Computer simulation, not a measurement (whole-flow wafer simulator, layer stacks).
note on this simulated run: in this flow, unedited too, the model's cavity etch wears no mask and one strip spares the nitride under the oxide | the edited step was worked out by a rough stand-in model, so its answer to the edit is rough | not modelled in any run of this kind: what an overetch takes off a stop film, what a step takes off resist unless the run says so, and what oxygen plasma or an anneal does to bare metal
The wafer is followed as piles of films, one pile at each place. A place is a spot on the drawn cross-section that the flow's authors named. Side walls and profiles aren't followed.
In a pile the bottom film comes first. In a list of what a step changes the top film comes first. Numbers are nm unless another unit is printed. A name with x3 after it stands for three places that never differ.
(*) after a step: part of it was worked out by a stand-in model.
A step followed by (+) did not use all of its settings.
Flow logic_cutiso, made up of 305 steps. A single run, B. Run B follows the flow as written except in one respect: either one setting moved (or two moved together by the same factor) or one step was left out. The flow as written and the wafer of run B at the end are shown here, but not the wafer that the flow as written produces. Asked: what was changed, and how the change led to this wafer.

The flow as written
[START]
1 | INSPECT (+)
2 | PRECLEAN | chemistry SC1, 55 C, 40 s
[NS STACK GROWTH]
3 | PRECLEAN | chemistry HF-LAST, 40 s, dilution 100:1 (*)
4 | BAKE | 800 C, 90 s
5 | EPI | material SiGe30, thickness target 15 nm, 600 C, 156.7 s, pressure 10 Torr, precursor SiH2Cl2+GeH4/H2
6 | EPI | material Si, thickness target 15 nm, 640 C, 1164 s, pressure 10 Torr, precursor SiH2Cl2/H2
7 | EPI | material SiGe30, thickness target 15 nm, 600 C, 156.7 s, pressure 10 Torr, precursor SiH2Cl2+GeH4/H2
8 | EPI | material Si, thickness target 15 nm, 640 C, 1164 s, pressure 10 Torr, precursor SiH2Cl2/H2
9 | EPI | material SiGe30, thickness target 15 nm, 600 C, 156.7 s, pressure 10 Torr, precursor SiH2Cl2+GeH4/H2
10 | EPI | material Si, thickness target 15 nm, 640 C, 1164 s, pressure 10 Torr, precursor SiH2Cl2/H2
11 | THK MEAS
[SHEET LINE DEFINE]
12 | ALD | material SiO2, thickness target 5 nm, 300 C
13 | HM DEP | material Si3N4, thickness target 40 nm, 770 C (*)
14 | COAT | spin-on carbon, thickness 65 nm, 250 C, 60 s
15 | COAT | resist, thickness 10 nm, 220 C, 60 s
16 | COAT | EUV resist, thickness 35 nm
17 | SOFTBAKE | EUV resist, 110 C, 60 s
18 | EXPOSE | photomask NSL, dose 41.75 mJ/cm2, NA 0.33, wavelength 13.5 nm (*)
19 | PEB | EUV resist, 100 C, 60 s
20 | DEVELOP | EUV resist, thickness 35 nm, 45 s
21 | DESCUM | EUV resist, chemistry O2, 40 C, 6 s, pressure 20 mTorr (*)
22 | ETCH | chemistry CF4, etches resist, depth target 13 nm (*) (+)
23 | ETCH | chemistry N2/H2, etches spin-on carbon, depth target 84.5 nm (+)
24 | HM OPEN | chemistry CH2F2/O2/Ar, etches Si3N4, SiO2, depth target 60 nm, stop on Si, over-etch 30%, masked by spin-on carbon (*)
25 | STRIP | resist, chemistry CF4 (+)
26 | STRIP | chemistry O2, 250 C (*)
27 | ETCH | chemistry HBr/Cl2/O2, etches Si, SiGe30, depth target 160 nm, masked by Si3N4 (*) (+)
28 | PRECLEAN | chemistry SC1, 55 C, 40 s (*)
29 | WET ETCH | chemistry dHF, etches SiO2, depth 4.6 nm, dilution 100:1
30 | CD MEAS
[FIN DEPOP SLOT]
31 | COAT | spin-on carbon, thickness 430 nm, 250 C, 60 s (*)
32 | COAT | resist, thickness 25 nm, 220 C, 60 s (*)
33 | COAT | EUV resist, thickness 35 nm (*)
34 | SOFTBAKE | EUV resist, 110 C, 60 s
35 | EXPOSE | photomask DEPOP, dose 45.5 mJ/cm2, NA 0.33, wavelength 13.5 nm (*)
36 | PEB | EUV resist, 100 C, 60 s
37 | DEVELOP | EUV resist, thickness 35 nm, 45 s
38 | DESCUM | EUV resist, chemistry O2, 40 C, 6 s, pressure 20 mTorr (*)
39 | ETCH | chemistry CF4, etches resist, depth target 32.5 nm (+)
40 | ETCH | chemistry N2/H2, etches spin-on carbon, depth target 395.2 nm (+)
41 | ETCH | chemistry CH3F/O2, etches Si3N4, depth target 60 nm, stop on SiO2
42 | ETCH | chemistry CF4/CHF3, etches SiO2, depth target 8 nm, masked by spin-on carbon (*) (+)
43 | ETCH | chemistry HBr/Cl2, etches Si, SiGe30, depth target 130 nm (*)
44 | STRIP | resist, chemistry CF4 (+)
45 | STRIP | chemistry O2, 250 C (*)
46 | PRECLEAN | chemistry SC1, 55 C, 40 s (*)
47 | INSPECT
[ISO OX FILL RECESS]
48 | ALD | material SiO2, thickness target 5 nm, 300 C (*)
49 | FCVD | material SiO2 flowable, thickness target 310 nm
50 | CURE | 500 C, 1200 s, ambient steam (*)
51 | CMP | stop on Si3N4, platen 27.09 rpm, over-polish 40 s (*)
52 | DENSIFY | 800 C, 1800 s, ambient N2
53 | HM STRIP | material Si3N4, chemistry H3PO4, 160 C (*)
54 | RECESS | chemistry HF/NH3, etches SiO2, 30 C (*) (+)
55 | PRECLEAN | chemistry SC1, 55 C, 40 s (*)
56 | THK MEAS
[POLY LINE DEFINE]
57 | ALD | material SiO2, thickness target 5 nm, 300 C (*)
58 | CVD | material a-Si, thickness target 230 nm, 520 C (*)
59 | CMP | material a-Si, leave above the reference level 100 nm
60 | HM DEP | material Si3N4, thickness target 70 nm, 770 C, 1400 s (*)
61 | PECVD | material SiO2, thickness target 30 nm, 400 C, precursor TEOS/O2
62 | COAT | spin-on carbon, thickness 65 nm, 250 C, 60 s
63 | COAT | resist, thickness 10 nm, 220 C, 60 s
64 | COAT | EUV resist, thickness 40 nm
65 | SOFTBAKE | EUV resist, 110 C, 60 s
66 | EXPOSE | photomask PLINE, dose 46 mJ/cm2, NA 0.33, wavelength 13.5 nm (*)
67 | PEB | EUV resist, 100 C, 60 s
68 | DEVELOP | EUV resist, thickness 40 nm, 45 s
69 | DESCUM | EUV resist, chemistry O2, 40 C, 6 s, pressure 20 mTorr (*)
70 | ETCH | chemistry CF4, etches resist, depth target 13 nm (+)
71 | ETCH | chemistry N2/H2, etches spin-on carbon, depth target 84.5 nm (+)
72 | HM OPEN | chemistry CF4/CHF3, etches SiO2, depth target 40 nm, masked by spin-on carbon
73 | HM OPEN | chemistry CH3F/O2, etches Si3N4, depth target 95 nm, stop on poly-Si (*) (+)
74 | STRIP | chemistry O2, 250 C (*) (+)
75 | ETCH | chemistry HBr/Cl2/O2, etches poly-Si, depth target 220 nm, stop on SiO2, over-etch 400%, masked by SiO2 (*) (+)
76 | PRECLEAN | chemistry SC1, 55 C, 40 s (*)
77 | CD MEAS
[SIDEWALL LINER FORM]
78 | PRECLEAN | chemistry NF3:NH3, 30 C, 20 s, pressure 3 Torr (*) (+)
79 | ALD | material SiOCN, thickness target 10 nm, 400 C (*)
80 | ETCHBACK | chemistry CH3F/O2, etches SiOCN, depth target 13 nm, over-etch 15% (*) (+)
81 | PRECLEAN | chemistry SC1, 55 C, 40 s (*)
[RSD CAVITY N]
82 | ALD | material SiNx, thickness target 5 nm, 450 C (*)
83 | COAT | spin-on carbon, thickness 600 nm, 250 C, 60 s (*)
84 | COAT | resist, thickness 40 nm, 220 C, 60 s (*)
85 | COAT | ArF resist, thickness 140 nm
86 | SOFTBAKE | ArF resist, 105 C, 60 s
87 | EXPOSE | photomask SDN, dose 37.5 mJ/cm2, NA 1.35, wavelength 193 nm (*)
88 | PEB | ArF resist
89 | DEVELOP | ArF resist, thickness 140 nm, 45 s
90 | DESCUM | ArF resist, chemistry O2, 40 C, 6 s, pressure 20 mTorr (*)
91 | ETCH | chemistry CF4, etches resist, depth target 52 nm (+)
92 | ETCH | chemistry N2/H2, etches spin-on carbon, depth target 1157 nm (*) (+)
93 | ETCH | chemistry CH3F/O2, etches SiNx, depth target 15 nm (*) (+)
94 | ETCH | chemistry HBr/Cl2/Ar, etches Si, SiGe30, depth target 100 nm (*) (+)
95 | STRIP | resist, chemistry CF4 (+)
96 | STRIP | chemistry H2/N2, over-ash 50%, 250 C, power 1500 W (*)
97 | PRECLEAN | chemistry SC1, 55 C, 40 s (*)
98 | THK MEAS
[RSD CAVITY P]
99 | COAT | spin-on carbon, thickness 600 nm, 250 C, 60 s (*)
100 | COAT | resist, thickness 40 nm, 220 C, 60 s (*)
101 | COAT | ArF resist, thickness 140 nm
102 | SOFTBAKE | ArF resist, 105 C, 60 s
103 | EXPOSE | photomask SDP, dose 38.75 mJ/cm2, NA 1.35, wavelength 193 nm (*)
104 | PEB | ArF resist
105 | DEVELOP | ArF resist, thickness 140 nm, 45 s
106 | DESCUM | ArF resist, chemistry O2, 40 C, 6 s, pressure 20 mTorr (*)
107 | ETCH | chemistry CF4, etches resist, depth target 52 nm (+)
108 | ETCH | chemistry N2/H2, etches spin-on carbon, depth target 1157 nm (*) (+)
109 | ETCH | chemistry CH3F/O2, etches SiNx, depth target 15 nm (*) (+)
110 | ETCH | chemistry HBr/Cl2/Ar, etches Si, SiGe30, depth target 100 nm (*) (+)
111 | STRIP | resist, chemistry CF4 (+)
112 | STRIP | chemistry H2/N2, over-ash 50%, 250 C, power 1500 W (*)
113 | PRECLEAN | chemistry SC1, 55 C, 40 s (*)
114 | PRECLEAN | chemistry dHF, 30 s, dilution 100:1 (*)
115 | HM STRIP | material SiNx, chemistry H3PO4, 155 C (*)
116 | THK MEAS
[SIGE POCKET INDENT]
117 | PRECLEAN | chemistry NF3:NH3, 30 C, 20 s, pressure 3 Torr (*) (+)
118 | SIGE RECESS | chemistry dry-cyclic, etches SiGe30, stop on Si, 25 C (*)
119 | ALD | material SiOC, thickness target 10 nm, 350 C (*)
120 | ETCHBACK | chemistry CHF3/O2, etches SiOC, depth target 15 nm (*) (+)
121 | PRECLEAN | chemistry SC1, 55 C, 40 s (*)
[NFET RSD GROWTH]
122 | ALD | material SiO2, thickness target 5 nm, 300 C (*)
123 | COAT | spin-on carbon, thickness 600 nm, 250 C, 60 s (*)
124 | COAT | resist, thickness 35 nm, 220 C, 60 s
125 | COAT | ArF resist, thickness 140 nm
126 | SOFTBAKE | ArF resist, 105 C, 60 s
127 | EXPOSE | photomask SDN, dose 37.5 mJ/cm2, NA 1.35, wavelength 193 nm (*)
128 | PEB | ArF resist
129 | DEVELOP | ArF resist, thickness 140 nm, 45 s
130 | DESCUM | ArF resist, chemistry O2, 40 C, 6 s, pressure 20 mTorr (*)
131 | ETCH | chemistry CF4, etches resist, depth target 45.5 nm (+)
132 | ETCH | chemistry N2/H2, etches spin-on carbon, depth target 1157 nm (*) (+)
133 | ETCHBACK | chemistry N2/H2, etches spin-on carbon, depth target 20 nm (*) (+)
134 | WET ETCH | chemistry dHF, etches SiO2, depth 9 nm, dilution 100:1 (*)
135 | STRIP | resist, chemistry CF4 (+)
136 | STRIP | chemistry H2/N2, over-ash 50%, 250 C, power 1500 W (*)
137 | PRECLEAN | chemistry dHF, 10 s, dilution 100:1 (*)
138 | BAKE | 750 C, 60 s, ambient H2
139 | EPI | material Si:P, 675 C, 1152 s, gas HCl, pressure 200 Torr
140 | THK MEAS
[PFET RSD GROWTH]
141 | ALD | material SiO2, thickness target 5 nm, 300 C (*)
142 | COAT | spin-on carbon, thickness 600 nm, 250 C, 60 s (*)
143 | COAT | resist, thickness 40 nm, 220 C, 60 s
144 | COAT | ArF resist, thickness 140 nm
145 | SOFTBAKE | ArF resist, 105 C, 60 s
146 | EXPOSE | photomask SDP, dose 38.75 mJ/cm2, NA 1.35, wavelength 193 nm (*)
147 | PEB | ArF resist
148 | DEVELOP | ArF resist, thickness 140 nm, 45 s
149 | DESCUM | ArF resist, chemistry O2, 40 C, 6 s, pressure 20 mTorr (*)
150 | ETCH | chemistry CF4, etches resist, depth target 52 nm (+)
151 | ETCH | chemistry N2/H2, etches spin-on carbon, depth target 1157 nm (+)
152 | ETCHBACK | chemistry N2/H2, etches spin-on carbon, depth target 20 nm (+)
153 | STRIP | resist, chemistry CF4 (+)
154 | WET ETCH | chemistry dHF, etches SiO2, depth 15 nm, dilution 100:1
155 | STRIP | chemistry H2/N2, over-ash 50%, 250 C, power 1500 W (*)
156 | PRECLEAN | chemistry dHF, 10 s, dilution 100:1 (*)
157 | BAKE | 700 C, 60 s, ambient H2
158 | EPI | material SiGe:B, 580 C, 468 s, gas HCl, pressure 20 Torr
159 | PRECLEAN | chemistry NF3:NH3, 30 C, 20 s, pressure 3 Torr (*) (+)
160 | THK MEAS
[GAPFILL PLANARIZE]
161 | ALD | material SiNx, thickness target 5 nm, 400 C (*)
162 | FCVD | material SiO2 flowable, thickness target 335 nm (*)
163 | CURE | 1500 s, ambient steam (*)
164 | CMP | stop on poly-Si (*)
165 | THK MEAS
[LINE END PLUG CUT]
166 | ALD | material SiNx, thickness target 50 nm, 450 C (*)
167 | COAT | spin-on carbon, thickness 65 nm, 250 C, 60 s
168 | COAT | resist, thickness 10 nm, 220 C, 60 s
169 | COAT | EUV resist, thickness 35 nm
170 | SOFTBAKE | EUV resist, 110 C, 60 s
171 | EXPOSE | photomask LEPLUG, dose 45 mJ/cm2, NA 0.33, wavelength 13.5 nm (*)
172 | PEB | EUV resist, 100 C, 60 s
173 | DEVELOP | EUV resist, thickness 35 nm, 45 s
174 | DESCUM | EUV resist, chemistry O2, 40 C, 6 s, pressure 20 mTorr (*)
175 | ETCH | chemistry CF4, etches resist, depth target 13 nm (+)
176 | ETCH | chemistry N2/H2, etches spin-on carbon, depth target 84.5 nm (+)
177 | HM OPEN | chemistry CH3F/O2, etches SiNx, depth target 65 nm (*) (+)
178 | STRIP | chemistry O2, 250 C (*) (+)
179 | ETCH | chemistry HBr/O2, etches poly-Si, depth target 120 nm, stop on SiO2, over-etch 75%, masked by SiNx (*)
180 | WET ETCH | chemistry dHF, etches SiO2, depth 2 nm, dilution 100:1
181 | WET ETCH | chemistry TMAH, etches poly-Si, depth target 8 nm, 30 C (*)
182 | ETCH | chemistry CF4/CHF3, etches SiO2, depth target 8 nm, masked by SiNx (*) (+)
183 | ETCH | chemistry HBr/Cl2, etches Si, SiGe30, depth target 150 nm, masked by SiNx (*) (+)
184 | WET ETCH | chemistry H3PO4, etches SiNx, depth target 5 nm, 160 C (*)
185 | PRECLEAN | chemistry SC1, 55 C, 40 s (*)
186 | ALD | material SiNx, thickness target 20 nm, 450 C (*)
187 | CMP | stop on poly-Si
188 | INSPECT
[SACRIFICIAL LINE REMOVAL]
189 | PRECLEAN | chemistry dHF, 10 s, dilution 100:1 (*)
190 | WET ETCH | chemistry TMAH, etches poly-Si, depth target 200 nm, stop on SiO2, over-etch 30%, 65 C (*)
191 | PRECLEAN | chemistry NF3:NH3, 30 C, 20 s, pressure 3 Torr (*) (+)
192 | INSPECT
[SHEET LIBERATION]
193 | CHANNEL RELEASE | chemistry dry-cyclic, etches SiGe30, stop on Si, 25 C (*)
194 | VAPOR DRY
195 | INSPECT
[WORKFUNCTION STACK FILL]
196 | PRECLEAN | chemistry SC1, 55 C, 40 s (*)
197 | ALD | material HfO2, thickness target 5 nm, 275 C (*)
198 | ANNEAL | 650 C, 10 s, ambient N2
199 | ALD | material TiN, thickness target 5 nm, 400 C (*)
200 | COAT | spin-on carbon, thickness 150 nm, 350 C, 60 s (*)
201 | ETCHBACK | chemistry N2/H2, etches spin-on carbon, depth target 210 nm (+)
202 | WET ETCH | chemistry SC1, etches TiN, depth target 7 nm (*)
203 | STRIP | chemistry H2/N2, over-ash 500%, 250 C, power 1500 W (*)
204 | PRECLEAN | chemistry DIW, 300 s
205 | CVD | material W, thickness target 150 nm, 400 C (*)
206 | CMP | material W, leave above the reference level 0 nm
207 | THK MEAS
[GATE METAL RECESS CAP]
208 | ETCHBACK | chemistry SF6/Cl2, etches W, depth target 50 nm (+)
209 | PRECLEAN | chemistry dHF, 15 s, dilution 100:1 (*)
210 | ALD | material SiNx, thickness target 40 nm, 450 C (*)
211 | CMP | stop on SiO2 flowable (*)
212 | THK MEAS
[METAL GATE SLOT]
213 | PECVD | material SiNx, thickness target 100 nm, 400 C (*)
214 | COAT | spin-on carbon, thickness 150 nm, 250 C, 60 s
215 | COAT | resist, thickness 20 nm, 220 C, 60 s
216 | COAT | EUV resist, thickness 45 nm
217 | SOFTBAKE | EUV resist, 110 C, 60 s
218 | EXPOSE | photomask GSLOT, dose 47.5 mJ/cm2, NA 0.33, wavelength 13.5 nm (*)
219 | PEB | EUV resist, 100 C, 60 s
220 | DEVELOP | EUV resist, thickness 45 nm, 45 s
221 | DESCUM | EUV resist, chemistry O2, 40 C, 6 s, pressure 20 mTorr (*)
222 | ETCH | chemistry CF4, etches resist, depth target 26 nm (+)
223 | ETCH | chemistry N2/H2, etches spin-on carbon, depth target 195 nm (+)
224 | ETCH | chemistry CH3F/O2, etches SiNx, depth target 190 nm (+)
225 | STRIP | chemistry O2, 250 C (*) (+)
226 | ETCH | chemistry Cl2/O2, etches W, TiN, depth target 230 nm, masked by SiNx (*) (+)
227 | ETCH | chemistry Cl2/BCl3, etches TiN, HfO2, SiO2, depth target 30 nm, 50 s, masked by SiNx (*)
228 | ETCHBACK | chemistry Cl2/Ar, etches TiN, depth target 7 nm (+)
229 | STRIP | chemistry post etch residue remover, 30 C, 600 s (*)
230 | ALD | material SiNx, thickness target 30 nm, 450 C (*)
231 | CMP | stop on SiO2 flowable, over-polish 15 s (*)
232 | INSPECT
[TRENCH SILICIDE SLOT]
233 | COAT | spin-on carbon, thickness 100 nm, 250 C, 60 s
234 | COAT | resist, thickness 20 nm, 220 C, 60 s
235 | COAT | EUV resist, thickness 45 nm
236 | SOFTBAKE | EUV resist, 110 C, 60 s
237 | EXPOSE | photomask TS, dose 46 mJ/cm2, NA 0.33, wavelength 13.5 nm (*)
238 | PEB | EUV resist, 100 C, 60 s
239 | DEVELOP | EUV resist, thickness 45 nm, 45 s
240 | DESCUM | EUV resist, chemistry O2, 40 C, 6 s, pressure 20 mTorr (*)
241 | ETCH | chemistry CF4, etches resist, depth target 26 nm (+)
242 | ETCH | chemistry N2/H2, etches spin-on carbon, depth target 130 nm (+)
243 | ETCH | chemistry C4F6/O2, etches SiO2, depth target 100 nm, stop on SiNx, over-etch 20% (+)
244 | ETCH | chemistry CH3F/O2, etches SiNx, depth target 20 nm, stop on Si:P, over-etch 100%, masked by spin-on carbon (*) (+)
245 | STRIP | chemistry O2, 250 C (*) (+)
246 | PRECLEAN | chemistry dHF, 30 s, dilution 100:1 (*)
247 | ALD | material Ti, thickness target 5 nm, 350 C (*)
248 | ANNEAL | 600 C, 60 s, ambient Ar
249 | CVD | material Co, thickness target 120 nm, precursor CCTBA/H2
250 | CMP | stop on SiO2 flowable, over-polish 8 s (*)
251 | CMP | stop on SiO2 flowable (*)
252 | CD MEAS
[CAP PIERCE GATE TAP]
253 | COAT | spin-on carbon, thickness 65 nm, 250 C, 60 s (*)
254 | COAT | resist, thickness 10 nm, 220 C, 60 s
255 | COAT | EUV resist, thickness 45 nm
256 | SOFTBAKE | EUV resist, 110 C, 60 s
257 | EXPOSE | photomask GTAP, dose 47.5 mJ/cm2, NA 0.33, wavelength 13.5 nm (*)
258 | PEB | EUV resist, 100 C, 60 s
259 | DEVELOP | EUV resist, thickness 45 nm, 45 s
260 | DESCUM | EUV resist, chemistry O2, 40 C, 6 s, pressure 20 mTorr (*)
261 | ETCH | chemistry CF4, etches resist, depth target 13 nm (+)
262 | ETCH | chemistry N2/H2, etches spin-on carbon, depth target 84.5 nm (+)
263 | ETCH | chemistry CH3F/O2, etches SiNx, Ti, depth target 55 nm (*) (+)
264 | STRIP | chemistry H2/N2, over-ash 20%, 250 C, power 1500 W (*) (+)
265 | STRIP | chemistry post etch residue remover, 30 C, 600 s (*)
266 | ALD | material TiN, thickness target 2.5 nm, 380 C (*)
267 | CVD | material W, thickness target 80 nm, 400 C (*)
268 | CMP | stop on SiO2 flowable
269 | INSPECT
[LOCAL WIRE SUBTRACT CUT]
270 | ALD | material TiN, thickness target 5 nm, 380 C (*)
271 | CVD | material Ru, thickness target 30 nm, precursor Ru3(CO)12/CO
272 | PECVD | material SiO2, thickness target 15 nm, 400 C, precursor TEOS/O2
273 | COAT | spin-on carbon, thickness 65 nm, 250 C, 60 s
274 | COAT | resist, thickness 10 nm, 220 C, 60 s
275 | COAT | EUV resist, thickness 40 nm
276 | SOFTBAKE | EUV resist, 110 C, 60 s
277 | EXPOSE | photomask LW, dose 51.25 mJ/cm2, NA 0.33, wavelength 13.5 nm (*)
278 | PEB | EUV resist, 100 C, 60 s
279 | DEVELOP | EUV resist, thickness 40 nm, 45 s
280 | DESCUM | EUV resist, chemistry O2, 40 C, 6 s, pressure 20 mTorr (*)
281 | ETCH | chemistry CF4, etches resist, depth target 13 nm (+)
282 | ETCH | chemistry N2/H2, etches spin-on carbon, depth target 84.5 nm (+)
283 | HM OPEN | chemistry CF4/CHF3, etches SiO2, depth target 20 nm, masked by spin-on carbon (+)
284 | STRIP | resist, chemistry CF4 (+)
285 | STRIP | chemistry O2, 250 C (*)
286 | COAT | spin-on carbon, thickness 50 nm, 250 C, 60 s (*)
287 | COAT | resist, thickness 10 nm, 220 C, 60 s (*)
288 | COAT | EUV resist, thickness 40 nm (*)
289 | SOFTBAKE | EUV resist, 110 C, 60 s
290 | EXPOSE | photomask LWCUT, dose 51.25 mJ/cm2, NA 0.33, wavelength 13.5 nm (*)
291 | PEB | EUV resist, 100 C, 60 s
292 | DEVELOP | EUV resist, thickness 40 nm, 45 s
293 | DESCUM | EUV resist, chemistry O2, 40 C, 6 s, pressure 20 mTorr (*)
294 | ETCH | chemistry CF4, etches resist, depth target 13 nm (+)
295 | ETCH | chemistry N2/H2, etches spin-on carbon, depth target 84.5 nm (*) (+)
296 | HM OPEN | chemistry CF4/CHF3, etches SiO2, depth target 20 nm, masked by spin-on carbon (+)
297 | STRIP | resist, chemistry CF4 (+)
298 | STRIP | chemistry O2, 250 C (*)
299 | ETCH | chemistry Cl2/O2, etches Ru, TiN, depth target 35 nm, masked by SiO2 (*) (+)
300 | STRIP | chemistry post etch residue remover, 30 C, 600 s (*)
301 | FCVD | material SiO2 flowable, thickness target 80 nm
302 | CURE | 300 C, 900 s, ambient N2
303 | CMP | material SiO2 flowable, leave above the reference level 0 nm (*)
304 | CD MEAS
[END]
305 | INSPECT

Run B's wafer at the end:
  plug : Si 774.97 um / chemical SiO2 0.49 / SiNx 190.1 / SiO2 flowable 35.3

The reason: step 183, ETCH: depth target 120 nm was run, though the flow has depth target 150 nm.

How this came from the change, step by step:
  183 | ETCH | chemistry HBr/Cl2, etches Si, SiGe30, depth target 150 nm, masked by SiNx (*) (+)
      depop, dpovl, gfld and 18 more: -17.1 SiNx (it would be, as written: -21.4 SiNx)
      plug: -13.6 Si (all of it), -15 SiGe30 (all of it), -15 Si (all of it), -15 SiGe30 (all of it), -15 Si (all of it), -15 SiGe30 (all of it), -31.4 Si (it would be, as written: -13.6 Si (all of it), -15 SiGe30 (all of it), -15 Si (all of it), -15 SiGe30 (all of it), -15 Si (all of it), -15 SiGe30 (all of it), -61.4 Si)
  186 | ALD | material SiNx, thickness target 20 nm, 450 C (*)
      plug: +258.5 SiNx (new film) (it would be, as written: +284.2 SiNx (new film))
  187 | CMP | stop on poly-Si
      depop, dpovl, gfld and 18 more: -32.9 SiNx (all of it) (it would be, as written: -28.6 SiNx (all of it))
      plug: -32.9 SiNx (it would be, as written: -28.6 SiNx)
